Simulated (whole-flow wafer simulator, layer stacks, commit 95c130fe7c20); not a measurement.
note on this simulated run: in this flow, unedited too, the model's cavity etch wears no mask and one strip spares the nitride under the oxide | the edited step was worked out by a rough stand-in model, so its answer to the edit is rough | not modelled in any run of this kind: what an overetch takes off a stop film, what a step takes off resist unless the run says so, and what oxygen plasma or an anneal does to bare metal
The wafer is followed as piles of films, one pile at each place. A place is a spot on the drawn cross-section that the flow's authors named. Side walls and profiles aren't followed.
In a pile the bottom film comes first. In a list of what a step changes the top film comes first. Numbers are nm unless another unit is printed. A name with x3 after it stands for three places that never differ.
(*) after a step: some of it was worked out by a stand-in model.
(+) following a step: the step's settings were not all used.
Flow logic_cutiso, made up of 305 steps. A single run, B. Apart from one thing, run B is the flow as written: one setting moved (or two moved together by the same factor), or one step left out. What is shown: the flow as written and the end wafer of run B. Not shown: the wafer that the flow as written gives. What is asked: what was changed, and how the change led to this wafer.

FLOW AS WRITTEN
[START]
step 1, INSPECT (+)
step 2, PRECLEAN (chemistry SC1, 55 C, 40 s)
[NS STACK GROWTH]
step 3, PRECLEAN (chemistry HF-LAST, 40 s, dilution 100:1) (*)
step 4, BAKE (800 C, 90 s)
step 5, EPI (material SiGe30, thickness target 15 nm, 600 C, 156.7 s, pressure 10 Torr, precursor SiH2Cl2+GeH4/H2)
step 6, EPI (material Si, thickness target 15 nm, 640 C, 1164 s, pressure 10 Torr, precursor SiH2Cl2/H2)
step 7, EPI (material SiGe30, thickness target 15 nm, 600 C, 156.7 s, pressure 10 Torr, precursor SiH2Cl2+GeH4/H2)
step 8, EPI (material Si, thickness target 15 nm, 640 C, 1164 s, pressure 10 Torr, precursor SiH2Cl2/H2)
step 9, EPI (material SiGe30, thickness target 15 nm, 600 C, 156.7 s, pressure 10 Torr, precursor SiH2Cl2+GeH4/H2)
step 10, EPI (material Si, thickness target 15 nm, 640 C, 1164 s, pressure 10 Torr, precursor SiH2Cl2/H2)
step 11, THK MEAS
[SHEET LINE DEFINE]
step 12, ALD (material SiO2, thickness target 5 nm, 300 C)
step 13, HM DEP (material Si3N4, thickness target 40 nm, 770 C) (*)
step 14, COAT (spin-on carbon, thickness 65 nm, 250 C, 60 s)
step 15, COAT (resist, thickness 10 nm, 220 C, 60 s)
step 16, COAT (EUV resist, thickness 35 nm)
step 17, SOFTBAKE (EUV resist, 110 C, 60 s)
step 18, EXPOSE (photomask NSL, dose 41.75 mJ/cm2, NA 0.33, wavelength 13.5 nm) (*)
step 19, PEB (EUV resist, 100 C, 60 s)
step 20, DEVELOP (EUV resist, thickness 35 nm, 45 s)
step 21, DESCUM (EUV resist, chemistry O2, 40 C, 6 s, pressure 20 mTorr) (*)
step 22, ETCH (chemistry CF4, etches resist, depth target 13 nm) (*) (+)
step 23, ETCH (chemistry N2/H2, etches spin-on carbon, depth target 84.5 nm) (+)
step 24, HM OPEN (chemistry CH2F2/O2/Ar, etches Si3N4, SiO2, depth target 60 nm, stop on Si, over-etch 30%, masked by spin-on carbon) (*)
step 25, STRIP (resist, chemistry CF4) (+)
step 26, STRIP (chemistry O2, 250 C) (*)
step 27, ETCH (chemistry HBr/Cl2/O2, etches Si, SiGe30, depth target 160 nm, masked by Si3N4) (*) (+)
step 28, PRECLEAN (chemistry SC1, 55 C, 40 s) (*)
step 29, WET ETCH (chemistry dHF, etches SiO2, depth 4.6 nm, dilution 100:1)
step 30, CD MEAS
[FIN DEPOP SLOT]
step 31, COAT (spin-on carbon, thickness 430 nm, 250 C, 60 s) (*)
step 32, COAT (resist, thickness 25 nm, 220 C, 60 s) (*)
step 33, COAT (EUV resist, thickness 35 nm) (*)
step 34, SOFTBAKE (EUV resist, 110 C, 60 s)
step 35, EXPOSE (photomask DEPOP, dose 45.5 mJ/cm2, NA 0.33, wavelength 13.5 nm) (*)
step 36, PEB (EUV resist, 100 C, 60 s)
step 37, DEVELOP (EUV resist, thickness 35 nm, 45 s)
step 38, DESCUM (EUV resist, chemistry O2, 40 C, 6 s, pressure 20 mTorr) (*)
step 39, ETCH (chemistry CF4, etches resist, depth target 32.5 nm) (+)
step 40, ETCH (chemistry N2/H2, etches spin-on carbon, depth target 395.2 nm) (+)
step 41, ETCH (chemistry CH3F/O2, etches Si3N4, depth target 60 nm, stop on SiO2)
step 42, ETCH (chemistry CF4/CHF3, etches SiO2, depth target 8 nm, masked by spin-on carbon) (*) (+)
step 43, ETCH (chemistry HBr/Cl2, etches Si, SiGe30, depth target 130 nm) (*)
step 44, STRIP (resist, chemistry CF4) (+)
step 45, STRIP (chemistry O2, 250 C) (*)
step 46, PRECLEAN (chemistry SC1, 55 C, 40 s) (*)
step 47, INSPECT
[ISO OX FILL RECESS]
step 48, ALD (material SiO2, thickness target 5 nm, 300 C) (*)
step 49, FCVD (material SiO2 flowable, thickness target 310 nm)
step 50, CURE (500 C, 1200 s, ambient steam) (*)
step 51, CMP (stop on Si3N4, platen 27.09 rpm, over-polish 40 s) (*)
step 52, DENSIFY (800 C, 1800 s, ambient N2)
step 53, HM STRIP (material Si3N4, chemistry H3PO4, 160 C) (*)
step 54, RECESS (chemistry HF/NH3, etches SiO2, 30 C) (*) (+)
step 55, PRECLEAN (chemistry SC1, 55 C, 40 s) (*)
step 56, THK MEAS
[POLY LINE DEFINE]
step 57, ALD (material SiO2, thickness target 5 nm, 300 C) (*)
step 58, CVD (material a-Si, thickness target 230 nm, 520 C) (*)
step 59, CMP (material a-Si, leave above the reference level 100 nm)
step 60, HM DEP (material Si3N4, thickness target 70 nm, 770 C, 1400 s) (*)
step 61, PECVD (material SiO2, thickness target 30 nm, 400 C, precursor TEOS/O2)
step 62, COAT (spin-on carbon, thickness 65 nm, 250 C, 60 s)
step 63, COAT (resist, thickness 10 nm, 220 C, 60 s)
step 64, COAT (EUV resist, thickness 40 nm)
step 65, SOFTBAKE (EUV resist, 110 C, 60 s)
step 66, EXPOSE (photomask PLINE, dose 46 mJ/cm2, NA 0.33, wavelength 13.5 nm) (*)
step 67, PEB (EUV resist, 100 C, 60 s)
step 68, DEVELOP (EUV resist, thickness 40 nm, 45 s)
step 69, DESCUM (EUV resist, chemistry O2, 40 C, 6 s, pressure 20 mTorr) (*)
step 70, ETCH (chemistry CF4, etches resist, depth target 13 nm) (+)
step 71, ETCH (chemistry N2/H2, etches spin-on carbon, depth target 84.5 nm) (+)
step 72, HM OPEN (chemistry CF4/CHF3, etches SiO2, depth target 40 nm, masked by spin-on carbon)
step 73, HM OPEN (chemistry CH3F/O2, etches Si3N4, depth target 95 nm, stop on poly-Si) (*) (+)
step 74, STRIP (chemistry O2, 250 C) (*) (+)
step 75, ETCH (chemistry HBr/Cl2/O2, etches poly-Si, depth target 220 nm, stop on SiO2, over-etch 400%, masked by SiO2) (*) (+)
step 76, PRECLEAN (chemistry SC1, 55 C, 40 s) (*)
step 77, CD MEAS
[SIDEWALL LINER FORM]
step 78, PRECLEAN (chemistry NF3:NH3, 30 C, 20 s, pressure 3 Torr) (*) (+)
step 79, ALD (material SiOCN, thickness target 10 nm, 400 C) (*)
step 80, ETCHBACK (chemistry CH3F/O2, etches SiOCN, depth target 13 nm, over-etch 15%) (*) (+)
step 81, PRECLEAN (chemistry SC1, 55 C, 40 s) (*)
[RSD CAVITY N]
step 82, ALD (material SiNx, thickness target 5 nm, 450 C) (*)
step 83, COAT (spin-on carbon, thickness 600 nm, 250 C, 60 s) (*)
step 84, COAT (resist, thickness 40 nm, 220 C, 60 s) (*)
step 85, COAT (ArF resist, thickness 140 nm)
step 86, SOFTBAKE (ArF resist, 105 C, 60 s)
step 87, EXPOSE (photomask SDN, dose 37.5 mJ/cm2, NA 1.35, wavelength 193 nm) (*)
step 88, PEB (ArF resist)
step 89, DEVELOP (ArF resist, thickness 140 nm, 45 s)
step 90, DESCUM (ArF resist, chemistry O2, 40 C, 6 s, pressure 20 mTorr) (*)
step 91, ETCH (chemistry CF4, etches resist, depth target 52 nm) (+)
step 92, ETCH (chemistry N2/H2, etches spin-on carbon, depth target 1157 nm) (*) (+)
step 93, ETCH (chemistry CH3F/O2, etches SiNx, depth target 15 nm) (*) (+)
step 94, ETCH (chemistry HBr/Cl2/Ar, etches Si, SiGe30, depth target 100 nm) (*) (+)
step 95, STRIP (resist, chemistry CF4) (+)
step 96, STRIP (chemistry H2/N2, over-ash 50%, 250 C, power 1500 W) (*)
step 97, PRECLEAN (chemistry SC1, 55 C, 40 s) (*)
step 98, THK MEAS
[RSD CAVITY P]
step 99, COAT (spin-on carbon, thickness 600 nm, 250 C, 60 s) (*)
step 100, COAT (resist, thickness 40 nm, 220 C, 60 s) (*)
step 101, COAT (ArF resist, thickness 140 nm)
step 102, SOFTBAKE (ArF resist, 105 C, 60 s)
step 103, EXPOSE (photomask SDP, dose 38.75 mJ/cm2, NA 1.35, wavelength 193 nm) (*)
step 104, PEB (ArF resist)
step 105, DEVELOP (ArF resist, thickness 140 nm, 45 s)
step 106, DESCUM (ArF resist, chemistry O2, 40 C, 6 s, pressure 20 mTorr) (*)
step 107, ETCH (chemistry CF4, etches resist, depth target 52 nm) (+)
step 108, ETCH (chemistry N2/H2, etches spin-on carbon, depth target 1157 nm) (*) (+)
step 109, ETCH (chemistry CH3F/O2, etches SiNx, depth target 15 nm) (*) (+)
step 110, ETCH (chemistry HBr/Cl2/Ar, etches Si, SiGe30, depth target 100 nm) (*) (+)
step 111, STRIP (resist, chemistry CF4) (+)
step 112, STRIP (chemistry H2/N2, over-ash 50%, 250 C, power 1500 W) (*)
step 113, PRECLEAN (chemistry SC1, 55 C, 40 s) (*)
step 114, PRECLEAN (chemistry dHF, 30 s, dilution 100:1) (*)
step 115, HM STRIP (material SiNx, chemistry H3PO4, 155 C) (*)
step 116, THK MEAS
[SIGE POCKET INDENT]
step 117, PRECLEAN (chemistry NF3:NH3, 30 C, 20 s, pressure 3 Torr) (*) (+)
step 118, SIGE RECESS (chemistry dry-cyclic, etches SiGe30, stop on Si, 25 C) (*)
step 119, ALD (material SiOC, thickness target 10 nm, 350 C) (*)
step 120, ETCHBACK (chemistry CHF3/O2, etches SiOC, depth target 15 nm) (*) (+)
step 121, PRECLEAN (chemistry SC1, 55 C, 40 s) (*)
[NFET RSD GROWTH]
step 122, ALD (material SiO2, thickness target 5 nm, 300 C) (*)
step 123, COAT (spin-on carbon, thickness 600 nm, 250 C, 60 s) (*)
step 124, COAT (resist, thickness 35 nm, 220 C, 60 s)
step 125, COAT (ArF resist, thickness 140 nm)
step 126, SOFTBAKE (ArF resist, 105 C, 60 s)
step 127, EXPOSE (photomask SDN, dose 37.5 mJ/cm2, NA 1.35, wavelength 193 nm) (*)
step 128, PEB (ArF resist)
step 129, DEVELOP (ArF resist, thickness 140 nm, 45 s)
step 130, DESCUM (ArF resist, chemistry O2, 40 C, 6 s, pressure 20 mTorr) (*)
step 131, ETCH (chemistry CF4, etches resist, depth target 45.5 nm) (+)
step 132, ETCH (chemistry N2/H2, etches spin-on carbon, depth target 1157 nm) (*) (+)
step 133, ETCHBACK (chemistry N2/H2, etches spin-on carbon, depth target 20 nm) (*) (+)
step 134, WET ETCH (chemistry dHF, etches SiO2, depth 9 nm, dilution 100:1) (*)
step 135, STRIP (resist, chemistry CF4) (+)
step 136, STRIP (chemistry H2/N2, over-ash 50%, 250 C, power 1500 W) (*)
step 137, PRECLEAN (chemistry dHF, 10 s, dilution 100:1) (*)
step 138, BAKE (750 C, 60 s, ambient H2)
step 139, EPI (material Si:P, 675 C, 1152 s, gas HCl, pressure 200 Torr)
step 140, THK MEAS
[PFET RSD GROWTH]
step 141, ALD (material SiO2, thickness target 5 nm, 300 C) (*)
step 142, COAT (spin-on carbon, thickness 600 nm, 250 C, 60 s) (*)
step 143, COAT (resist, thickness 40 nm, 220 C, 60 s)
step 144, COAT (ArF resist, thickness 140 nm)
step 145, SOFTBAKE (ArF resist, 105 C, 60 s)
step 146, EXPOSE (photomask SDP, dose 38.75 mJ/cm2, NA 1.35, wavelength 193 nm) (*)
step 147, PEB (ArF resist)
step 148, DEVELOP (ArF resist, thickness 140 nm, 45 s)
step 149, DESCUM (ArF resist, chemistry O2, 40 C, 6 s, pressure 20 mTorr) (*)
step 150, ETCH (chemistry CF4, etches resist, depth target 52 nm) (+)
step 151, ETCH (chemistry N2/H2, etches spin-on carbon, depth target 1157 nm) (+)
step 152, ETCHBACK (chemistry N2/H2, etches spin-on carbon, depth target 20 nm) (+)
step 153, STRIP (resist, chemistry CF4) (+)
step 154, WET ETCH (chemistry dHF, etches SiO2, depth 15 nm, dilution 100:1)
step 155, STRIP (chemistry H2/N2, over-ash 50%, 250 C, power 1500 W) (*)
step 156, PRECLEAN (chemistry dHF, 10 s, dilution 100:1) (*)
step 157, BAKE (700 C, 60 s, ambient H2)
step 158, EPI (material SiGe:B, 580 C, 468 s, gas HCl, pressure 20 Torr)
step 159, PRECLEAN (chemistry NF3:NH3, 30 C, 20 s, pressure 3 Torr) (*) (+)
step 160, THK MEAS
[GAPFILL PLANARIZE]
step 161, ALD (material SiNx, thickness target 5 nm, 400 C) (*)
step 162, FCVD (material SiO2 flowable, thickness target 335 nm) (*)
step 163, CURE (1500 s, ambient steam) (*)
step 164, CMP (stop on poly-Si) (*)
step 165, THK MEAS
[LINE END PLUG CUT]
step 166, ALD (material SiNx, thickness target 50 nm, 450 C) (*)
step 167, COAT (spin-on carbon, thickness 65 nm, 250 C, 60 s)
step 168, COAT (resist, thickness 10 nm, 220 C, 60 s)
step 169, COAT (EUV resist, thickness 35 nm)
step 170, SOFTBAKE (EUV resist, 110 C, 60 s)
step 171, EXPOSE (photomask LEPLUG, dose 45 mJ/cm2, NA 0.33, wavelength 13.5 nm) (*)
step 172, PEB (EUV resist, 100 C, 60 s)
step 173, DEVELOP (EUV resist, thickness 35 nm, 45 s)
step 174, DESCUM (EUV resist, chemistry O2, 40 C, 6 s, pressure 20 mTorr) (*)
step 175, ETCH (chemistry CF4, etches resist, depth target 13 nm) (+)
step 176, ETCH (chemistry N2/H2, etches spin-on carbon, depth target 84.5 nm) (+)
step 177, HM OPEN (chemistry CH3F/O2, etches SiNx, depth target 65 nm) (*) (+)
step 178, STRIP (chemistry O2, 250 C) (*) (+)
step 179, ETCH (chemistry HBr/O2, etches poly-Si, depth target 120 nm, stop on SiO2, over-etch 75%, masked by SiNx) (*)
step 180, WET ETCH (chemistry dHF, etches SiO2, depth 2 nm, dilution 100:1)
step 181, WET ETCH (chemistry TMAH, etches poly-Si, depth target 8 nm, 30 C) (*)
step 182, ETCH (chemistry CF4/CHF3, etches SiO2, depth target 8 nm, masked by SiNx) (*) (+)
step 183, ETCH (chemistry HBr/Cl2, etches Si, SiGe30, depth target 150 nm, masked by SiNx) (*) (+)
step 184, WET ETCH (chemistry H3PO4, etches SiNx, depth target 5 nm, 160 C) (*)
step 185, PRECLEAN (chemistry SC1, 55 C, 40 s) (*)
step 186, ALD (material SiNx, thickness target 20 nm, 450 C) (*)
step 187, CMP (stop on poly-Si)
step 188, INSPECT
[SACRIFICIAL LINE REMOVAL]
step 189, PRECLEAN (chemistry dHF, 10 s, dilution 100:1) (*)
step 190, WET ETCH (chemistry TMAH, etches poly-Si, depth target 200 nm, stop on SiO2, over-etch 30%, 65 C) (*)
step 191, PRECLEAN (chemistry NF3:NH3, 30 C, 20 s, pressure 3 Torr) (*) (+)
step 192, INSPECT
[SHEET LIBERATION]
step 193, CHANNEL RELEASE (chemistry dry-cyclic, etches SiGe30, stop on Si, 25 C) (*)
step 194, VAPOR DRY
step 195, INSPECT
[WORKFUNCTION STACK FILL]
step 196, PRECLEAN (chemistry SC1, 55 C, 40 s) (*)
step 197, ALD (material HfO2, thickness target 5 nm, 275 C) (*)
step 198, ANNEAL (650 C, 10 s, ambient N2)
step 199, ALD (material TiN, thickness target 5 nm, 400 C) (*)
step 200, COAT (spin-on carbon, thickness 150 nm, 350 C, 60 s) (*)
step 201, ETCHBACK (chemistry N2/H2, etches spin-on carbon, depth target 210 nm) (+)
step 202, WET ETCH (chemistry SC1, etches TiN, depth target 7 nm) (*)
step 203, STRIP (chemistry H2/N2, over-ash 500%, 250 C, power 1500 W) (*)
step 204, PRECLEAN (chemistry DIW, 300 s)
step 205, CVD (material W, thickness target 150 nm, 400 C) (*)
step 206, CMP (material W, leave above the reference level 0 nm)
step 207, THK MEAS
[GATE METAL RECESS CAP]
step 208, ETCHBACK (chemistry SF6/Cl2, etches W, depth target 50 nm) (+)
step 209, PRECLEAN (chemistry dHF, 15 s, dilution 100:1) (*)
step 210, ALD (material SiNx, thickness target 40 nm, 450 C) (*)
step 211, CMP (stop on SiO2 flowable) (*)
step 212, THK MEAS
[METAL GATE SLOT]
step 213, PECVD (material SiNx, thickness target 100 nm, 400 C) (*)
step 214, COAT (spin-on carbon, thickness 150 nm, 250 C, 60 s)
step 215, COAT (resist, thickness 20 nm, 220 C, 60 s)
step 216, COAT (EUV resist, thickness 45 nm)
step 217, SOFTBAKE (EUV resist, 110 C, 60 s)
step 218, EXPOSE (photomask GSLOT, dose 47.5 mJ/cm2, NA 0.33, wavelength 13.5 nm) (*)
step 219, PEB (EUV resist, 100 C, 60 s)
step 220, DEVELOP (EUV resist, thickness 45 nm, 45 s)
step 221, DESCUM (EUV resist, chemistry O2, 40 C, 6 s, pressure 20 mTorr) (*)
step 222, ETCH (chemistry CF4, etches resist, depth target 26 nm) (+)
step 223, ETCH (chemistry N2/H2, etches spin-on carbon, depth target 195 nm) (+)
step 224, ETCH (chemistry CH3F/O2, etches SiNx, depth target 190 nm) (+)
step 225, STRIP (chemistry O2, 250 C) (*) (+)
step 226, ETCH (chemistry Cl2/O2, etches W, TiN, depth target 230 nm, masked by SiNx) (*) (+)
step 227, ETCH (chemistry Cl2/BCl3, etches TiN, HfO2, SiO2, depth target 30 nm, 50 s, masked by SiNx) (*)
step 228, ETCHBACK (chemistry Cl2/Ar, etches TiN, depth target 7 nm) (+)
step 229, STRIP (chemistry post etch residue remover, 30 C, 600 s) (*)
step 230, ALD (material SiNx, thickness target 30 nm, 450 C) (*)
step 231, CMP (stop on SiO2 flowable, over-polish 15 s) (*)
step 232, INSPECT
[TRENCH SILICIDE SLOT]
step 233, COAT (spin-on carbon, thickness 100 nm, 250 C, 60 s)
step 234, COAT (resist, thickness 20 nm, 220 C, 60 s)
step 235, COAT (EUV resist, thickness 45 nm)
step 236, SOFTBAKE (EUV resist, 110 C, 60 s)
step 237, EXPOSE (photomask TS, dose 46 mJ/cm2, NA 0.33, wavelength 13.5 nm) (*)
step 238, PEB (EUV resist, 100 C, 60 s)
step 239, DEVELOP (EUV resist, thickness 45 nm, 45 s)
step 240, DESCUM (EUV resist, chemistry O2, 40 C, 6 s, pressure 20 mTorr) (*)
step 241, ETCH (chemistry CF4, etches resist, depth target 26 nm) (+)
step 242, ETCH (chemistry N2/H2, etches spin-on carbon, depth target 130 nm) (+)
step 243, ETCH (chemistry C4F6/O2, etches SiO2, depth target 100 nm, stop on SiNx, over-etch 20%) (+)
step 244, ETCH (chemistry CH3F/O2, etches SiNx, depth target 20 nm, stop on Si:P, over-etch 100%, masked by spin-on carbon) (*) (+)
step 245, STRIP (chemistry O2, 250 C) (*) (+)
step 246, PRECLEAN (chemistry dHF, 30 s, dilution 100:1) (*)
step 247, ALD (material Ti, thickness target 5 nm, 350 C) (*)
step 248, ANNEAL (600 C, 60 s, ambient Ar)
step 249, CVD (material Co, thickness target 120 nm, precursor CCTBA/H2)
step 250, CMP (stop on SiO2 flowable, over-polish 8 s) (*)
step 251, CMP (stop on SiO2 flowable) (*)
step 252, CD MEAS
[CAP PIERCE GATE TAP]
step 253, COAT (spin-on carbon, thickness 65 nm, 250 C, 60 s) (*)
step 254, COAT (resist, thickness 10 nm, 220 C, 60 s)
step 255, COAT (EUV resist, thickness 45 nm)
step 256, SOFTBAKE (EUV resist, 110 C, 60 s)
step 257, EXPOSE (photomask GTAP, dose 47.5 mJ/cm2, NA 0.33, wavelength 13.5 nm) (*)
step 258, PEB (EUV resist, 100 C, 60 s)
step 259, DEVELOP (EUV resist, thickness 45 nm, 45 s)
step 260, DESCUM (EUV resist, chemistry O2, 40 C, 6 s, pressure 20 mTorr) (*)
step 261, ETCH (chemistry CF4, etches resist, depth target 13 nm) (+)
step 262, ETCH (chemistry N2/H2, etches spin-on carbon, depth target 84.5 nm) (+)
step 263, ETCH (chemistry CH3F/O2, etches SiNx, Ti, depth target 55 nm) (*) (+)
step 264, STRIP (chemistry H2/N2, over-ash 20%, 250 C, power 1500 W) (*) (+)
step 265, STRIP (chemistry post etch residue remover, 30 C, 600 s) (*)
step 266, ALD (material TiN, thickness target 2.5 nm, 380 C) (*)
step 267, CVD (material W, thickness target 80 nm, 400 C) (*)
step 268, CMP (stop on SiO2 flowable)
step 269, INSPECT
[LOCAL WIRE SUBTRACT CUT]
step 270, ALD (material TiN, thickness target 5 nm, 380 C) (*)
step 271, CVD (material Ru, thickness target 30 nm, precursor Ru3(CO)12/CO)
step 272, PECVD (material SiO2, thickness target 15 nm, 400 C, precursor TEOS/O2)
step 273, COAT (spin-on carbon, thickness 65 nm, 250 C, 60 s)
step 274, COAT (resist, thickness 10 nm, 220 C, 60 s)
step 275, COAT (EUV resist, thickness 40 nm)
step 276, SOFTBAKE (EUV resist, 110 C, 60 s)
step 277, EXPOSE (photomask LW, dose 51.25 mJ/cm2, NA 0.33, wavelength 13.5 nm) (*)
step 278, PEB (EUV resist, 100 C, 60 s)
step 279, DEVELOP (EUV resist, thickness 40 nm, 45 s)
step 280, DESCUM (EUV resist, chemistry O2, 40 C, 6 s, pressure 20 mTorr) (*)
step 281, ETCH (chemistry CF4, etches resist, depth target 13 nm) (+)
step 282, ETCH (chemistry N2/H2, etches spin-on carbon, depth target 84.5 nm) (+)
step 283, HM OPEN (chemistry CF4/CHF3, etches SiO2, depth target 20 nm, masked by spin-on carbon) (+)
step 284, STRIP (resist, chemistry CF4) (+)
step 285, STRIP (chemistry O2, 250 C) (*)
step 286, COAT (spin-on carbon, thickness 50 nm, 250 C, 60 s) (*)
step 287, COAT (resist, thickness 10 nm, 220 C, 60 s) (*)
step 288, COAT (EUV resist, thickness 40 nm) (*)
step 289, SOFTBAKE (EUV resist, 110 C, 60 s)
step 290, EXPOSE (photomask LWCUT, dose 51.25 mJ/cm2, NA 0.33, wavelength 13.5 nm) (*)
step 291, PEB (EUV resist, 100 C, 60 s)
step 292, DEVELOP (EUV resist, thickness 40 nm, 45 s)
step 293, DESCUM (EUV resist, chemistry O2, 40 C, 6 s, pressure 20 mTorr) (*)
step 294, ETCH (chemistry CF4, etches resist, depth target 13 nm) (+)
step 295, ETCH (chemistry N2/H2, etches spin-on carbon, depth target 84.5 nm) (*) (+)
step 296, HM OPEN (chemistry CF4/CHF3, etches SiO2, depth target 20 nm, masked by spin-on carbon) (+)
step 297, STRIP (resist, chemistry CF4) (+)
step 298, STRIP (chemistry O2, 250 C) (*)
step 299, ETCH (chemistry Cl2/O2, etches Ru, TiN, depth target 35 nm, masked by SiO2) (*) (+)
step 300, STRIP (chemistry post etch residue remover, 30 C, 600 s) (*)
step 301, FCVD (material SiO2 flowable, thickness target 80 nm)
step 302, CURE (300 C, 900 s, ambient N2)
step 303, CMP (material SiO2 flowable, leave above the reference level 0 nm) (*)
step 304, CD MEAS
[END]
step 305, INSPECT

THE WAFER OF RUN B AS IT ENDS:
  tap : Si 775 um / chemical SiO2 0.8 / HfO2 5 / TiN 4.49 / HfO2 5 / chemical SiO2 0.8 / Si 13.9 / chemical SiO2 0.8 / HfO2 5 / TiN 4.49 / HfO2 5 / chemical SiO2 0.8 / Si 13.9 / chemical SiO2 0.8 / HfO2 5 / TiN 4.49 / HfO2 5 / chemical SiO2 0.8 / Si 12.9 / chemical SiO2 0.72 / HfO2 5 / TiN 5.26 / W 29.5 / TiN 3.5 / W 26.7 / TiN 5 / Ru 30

Cause: step 266, ALD: thickness target 3.5 nm was run, while the flow as written has thickness target 2.5 nm.
The wafer itself shows it: tap has TiN 3.5, and step 266 as written asks for 2.5 nm.

How this came from the change, step by step:
  step 266, ALD (material TiN, thickness target 2.5 nm, 380 C) (*)
      depop, dpovl, gfld and 19 more: TiN gains 3.5 (new film) (it would be, as written: TiN gains 2.5 (new film))
  step 268, CMP (stop on SiO2 flowable)
      depop, dpovl, gfld and 9 more: W loses 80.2 (all of it), TiN loses 3.5 (all of it), SiNx loses 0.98 (it would be, as written: W loses 80.2 (all of it), TiN loses 2.5 (all of it), SiNx loses 0.98)
      lnr, lnri, lnrp, lnrt: W loses 80 (all of it), TiN loses 3.5 (all of it), SiOCN loses 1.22 (it would be, as written: W loses 80 (all of it), TiN loses 2.5 (all of it), SiOCN loses 1.22)
      (and at 5 other places as well)
